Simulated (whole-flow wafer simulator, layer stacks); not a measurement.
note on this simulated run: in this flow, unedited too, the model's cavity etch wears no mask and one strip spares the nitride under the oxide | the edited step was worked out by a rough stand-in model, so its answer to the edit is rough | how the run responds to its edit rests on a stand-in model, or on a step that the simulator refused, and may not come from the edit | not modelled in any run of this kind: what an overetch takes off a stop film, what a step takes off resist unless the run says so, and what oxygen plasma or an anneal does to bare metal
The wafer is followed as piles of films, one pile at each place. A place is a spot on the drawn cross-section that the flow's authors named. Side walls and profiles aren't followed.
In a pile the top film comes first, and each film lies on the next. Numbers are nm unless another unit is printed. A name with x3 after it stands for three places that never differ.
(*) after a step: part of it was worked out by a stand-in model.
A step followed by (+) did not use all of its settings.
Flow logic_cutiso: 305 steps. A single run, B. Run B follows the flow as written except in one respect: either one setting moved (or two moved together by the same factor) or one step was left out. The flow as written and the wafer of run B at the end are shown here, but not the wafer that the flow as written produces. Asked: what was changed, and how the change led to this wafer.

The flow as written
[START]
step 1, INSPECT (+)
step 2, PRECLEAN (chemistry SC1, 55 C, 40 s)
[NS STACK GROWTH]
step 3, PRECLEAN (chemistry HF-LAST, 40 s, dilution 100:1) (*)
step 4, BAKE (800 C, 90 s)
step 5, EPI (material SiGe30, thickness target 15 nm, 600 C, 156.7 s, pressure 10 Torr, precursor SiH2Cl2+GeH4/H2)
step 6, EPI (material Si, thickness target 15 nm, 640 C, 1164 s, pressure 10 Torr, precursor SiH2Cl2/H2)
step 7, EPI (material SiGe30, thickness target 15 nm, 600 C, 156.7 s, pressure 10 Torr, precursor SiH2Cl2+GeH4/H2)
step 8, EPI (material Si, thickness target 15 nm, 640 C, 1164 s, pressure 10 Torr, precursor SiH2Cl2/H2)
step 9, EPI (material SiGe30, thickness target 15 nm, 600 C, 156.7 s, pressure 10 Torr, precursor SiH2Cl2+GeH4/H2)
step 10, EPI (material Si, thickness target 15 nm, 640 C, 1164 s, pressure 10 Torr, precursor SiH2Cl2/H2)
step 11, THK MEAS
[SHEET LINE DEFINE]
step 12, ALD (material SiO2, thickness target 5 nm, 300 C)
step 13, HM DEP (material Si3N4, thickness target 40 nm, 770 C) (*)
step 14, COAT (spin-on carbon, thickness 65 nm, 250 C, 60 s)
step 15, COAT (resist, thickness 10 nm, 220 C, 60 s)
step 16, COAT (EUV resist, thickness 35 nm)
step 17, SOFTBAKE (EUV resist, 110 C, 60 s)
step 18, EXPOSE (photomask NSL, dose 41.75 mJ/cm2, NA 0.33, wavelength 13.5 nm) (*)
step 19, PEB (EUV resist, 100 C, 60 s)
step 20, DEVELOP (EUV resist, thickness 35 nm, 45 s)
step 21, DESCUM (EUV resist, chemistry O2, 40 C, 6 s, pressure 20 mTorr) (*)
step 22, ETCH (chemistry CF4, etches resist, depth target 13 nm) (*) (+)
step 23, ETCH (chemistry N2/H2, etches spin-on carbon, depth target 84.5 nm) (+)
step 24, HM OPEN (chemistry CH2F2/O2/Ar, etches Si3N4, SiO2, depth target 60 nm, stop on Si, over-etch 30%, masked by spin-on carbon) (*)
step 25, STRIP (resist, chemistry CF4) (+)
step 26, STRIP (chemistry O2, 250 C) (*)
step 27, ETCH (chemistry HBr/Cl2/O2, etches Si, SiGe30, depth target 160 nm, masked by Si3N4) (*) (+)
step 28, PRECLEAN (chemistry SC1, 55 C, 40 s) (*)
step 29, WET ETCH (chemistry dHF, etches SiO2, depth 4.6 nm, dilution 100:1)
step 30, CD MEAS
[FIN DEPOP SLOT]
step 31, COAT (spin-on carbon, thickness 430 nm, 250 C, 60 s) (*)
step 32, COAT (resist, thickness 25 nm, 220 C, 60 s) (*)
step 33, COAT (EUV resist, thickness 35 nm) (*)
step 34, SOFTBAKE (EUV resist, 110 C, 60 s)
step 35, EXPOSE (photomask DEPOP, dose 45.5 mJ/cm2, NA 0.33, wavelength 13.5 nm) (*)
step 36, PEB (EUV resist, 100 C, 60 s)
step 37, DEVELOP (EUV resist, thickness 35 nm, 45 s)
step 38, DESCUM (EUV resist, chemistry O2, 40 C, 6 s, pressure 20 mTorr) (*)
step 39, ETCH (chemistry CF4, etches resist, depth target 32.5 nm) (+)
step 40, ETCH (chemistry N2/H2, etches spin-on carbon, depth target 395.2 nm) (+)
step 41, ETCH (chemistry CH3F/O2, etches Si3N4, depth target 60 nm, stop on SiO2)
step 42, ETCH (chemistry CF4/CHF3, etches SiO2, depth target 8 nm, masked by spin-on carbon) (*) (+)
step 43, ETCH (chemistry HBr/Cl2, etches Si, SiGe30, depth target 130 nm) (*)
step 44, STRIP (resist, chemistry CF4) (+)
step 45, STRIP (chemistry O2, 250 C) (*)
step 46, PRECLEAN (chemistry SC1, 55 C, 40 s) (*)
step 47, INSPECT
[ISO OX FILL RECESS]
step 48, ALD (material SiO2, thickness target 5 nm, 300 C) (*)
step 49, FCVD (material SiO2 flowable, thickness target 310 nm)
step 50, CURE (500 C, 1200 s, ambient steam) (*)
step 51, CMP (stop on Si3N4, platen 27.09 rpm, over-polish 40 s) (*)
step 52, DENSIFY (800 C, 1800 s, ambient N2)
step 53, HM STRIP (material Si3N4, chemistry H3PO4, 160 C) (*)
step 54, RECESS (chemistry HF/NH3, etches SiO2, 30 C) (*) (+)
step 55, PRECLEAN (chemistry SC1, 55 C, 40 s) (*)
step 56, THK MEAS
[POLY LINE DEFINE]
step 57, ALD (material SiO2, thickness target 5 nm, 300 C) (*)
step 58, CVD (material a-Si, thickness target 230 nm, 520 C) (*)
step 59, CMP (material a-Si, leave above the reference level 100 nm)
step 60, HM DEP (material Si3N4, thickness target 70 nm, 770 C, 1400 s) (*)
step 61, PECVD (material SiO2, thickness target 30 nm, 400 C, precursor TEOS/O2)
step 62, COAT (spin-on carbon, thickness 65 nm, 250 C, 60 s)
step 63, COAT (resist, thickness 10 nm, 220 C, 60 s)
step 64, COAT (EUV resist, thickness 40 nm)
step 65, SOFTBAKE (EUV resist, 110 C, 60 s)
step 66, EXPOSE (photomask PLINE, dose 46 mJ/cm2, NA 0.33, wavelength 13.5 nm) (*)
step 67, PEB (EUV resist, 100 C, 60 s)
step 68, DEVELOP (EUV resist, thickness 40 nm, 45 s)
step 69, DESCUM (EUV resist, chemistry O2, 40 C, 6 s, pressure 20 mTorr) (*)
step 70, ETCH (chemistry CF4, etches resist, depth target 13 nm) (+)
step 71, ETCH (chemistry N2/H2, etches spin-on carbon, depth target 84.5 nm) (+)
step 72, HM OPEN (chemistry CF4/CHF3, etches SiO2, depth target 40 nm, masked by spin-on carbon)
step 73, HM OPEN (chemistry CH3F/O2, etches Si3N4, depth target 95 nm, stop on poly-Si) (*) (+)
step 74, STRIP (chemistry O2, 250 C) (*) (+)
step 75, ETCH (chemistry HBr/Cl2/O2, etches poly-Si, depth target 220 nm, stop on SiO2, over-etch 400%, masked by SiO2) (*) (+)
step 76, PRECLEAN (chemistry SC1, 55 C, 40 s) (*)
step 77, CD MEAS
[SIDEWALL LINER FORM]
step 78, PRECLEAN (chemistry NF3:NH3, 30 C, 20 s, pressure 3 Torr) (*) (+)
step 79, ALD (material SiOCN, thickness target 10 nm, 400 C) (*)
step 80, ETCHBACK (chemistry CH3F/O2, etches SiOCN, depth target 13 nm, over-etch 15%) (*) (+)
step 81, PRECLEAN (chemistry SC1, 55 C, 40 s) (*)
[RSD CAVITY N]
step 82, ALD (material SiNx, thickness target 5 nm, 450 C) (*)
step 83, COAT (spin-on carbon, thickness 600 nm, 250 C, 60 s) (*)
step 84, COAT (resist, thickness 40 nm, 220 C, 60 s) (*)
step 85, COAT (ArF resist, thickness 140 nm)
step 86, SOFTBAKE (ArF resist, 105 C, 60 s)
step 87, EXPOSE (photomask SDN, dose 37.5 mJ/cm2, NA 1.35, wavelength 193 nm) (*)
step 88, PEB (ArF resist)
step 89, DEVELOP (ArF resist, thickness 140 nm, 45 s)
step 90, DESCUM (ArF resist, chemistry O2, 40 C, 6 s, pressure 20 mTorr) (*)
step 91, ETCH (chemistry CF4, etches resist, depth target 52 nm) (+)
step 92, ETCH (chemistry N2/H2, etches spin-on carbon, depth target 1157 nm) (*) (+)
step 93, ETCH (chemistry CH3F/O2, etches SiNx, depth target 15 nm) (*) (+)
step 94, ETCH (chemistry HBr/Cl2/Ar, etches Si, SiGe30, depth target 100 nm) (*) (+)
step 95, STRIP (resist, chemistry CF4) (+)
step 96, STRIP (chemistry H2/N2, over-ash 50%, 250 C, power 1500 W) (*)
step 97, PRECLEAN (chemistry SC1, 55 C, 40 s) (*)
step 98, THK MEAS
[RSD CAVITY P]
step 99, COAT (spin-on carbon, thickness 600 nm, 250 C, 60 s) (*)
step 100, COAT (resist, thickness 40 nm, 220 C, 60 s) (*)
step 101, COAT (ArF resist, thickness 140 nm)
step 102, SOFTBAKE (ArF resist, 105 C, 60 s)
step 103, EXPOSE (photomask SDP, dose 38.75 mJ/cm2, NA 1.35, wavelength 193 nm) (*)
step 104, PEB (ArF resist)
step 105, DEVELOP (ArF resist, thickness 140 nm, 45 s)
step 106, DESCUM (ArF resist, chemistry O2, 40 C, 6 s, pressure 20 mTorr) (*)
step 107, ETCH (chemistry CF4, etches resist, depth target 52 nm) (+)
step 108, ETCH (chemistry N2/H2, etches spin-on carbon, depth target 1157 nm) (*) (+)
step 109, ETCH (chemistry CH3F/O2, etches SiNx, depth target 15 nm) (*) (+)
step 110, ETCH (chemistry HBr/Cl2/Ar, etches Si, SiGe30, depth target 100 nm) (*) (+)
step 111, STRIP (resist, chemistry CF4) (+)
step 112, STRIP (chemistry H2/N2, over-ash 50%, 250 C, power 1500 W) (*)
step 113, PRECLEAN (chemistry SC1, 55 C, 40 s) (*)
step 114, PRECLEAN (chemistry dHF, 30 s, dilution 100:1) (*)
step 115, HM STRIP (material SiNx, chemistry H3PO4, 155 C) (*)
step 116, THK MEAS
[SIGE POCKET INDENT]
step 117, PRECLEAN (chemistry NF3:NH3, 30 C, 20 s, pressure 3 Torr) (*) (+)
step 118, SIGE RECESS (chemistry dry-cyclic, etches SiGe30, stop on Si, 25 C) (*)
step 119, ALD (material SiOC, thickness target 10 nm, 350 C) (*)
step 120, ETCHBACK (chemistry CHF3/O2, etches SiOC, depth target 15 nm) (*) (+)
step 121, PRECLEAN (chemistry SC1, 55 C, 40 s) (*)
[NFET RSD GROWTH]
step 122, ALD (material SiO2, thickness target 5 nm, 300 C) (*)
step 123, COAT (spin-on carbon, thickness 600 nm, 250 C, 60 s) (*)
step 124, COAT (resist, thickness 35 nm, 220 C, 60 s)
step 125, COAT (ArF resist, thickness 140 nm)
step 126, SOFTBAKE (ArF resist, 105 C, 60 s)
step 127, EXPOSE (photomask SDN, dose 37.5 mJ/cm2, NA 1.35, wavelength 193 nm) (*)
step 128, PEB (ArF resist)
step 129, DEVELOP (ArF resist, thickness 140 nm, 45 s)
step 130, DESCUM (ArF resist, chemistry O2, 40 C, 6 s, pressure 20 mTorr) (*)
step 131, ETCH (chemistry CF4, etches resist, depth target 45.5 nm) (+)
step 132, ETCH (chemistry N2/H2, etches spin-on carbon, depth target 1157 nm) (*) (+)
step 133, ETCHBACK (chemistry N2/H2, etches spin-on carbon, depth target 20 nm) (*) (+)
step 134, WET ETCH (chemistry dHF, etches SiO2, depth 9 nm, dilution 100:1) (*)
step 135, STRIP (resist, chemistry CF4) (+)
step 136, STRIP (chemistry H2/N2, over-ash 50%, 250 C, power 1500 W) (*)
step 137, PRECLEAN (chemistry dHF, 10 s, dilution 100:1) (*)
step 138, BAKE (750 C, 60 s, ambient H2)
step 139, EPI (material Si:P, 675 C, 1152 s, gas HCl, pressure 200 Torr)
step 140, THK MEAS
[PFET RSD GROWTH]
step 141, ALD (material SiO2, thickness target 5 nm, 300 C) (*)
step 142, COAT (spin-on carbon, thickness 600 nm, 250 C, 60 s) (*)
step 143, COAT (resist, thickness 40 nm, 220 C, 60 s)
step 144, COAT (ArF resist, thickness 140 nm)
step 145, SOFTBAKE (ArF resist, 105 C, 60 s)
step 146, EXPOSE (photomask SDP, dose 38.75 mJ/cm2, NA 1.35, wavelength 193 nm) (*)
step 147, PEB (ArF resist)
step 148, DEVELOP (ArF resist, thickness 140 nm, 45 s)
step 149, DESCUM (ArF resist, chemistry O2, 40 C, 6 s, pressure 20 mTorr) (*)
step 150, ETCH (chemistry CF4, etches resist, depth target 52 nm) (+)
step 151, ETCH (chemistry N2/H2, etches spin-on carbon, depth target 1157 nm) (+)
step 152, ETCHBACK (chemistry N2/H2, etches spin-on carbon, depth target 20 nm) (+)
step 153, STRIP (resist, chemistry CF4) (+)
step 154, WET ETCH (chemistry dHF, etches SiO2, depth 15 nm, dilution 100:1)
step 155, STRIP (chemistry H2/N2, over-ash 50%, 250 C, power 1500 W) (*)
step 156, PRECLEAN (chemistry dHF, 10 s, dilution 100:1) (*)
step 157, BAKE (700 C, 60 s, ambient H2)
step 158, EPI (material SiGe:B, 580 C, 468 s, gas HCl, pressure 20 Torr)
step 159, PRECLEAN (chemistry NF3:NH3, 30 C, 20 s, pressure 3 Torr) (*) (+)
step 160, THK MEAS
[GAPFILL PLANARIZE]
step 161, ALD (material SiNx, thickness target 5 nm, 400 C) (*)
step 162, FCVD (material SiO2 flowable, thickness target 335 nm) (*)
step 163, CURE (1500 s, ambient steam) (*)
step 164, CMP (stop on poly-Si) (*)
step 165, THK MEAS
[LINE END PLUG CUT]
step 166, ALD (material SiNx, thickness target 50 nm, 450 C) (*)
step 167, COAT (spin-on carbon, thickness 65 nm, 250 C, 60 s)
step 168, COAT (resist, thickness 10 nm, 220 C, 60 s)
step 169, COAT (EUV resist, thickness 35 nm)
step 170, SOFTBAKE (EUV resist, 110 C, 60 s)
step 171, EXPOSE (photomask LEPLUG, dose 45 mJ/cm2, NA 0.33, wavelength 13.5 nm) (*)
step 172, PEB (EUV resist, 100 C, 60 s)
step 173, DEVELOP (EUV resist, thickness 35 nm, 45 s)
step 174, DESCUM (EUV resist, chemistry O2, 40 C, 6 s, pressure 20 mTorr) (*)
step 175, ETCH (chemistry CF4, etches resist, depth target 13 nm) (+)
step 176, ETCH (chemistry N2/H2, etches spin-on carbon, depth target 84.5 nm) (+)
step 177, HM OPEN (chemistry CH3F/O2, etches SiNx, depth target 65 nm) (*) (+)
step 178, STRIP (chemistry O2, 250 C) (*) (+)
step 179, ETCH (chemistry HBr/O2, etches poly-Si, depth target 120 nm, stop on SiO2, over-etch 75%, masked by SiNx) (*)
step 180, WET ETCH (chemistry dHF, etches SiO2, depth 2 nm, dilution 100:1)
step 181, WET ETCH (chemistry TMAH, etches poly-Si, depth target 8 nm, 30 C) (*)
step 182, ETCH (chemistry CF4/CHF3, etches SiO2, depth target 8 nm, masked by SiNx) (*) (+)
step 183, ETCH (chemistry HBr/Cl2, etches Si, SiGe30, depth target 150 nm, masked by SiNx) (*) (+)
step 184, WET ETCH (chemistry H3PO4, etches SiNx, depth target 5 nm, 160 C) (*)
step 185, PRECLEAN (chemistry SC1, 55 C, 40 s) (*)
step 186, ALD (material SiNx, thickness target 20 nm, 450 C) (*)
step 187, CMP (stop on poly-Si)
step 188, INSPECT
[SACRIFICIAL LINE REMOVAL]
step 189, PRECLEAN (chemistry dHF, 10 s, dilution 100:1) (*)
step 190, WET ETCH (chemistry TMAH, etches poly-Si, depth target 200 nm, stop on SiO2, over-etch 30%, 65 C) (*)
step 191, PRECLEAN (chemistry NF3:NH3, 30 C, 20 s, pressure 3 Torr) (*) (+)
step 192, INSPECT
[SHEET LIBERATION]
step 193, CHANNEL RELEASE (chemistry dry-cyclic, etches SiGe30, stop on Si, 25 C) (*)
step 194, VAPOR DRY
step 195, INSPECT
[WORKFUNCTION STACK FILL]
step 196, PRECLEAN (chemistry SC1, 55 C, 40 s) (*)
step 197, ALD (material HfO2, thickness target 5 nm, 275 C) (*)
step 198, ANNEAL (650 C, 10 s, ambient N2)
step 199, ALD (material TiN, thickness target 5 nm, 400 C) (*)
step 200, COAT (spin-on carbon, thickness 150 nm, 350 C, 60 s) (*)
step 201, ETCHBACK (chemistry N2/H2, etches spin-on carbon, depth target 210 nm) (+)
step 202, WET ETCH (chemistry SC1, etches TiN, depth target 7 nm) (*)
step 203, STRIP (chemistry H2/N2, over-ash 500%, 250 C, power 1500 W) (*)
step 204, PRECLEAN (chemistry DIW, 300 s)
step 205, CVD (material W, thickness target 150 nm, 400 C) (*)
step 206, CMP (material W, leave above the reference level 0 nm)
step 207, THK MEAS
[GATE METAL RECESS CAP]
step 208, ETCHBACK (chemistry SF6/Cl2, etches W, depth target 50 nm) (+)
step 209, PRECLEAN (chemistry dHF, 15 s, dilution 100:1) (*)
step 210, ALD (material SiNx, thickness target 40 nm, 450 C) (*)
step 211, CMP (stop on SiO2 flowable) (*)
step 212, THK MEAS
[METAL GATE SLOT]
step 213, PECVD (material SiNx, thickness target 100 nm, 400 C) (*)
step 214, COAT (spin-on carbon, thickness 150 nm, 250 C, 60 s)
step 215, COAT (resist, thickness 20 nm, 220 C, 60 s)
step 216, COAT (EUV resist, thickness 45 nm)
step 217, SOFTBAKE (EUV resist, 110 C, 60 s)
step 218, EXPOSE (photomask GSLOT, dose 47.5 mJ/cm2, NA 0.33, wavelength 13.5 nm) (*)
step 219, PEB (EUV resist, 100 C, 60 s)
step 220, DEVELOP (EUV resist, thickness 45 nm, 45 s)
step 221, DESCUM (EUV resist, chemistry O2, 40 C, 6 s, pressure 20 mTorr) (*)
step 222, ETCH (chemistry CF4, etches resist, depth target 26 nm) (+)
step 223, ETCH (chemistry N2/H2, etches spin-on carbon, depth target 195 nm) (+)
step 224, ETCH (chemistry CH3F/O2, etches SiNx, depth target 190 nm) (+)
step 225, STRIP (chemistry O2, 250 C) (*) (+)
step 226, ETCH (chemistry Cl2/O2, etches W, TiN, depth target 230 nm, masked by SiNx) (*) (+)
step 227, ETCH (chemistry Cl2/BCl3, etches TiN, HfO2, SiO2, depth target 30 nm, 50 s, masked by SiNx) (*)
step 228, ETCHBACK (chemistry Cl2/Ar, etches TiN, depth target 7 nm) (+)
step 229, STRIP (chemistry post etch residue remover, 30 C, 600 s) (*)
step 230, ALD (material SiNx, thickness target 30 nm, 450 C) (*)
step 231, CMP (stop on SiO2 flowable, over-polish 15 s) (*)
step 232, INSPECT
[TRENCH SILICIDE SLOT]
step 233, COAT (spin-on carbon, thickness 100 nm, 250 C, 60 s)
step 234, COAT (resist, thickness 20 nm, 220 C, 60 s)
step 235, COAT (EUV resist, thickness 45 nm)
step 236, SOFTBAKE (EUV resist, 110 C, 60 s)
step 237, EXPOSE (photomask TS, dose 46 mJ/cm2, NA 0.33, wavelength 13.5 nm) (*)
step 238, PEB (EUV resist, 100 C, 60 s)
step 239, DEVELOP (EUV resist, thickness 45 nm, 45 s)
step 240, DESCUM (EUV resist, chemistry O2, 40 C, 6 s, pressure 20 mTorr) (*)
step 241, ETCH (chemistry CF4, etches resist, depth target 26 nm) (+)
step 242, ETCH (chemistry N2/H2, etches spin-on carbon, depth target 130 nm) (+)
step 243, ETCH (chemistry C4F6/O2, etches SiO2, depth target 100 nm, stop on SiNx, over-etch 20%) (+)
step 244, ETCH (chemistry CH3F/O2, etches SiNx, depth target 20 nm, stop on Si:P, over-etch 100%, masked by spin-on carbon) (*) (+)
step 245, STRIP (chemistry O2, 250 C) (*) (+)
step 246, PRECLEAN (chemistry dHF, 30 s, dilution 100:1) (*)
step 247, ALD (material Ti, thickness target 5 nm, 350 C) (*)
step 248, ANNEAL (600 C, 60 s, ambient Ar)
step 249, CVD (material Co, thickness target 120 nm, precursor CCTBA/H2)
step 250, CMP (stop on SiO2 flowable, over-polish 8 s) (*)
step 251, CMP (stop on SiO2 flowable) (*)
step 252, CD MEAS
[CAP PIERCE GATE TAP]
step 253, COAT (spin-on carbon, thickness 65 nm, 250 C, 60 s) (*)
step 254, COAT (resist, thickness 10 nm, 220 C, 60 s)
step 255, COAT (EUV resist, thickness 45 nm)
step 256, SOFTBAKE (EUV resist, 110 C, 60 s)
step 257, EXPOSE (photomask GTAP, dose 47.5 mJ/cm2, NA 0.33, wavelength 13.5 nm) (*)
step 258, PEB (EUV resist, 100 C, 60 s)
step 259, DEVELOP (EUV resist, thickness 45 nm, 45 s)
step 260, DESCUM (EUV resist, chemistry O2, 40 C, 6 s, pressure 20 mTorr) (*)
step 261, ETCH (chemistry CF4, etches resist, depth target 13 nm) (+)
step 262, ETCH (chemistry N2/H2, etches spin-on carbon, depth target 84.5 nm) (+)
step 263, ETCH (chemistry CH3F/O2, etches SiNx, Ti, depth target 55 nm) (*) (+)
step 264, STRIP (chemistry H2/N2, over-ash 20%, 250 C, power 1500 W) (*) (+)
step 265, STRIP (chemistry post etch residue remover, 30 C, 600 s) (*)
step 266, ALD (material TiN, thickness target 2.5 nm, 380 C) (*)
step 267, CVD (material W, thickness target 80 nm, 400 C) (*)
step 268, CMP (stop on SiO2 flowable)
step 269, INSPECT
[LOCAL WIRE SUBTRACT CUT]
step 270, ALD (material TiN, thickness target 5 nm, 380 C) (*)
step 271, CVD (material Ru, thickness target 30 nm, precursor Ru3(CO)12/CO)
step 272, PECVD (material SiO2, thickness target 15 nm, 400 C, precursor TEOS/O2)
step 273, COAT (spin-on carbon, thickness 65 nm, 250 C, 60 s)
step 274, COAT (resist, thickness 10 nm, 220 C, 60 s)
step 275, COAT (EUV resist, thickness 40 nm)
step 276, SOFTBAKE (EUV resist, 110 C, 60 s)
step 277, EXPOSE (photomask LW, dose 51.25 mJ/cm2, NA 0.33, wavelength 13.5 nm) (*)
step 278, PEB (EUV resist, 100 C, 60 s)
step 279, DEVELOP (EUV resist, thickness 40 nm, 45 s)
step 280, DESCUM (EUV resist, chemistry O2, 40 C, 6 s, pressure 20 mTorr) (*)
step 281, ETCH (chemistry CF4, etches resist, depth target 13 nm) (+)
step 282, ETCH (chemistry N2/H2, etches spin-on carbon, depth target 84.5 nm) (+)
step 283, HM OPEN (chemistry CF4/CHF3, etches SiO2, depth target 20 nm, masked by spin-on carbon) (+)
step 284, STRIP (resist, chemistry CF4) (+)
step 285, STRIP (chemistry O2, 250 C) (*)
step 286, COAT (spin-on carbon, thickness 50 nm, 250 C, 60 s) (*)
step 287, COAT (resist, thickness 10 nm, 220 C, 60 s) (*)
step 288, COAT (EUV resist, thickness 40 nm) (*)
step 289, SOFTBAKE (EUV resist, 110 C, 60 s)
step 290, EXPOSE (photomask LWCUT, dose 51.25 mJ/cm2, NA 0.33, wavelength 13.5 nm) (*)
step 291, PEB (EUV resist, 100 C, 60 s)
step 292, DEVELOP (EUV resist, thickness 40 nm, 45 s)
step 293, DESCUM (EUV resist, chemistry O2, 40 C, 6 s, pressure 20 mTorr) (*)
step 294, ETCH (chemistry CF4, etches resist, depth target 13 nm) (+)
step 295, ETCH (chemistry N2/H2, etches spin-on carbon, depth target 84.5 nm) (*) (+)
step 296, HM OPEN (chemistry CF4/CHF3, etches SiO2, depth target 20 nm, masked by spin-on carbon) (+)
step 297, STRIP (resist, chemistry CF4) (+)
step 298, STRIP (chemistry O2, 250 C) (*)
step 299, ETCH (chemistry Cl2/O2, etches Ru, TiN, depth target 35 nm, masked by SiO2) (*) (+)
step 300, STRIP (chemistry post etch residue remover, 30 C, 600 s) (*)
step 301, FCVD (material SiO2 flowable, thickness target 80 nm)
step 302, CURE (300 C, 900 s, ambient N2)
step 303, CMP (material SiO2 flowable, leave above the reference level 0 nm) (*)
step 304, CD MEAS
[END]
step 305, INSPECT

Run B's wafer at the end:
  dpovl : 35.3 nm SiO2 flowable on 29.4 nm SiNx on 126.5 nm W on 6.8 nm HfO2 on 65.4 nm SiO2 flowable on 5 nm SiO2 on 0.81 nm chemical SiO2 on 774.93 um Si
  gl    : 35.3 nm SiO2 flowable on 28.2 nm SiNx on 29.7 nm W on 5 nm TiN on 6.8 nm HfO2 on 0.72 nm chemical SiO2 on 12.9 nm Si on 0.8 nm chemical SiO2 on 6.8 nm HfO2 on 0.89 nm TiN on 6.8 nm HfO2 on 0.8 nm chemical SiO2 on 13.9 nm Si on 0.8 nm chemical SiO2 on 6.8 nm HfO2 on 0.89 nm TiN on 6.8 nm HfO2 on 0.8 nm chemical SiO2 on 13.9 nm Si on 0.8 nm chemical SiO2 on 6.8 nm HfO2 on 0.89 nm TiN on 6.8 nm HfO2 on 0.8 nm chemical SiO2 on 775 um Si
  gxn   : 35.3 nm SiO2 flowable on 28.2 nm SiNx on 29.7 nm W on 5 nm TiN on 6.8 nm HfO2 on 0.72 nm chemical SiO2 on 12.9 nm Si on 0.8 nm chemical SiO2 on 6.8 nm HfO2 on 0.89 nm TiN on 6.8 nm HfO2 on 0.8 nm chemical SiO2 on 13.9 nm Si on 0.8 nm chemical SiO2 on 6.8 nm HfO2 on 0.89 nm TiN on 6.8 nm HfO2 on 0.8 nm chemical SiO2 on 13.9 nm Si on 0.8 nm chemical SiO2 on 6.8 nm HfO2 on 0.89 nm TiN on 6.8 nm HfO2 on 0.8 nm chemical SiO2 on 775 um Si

The reason: step 197, ALD: thickness target 6.8 nm was run, while the flow as written has thickness target 5 nm.
The wafer lets one read it off: dpovl has HfO2 6.8, and step 197 as written asks for 5 nm.

How this came from the change, step by step:
  step 197, ALD (material HfO2, thickness target 5 nm, 275 C) (*)
      depop, dpovl, gfld and 12 more: +6.8 HfO2 (new film) (it would be, as written: +5 HfO2 (new film))
      gl, glp, gxn, gxp, ns, tap: +6.8 HfO2 (new film), +6.8 HfO2 (new film), -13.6 cavity, +6.8 HfO2 (new film), +6.8 HfO2 (new film), -13.6 cavity, +6.8 HfO2 (new film), +6.8 HfO2 (new film), -13.6 cavity, +6.8 HfO2 (new film) (it would be, as written: +5 HfO2 (new film), +5 HfO2 (new film), -10 cavity, +5 HfO2 (new film), +5 HfO2 (new film), -10 cavity, +5 HfO2 (new film), +5 HfO2 (new film), -10 cavity, +5 HfO2 (new film))
      (as well as at 1 more place)
  step 199, ALD (material TiN, thickness target 5 nm, 400 C) (*)
      gl, glp, tap: +5 TiN (new film), +0.89 TiN (new film), -0.89 cavity (all of it), +0.89 TiN (new film), -0.89 cavity (all of it), +0.89 TiN (new film), -0.89 cavity (all of it) (it would be, as written: +5.26 TiN (new film), +4.49 TiN (new film), -4.49 cavity (all of it), +4.49 TiN (new film), -4.49 cavity (all of it), +4.49 TiN (new film), -4.49 cavity (all of it))
      gxn, gxp, ns: +5 TiN (new film), +0.89 TiN (new film), -0.89 cavity (all of it), +0.89 TiN (new film), -0.89 cavity (all of it), +0.89 TiN (new film), -0.89 cavity (all of it) (it would be, as written: +5 TiN (new film), +4.49 TiN (new film), -4.49 cavity (all of it), +4.49 TiN (new film), -4.49 cavity (all of it), +4.49 TiN (new film), -4.49 cavity (all of it))
      (as well as at 2 more places)
  step 200, COAT (spin-on carbon, thickness 150 nm, 350 C, 60 s) (*)
      gxn, gxp: +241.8 spin-on carbon (new film) (it would be, as written: +236.9 spin-on carbon (new film))
      lnr, lnrp: +138.6 spin-on carbon (new film) (it would be, as written: +133.9 spin-on carbon (new film))
      (as well as at 15 more places)
  step 201, ETCHBACK (chemistry N2/H2, etches spin-on carbon, depth target 210 nm) (+)
      lnr, lnrp: -138.6 spin-on carbon (all of it) (it would be, as written: -133.9 spin-on carbon (all of it))
      rsdn, rsdw: -150.5 spin-on carbon (all of it) (it would be, as written: -145.8 spin-on carbon (all of it))
      (as well as at 8 more places)
  step 203, STRIP (chemistry H2/N2, over-ash 500%, 250 C, power 1500 W) (*)
      gl, glp: -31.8 spin-on carbon (all of it) (it would be, as written: -26.7 spin-on carbon (all of it))
      gxn, gxp: -31.7 spin-on carbon (all of it) (it would be, as written: -26.8 spin-on carbon (all of it))
      (as well as at 3 more places)
  step 205, CVD (material W, thickness target 150 nm, 400 C) (*)
      gxf: +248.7 W (new film) (it would be, as written: +337.8 W (new film))
  step 206, CMP (material W, leave above the reference level 0 nm)
      lnr, lnri, lnrp, lnrt: -150 W (all of it), -6.8 HfO2 (all of it), -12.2 SiOCN (it would be, as written: -150 W (all of it), -5 HfO2 (all of it), -12.2 SiOCN)
      rsdn, rsdp, rsdw, rsdx: -162.2 W (all of it), -6.8 HfO2 (all of it) (it would be, as written: -162.2 W (all of it), -5 HfO2 (all of it))
      (as well as at 2 more places)
  step 226, ETCH (chemistry Cl2/O2, etches W, TiN, depth target 230 nm, masked by SiNx) (*) (+)
      gfld: -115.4 W (all of it), -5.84 TiN (all of it), -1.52 HfO2 (it would be, as written: -115.4 W (all of it), -7.64 TiN (all of it), -1.54 HfO2)
  step 227, ETCH (chemistry Cl2/BCl3, etches TiN, HfO2, SiO2, depth target 30 nm, 50 s, masked by SiNx) (*)
      gfld: -5.28 HfO2 (all of it), -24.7 SiO2 flowable (it would be, as written: -3.46 HfO2 (all of it), -26.5 SiO2 flowable)
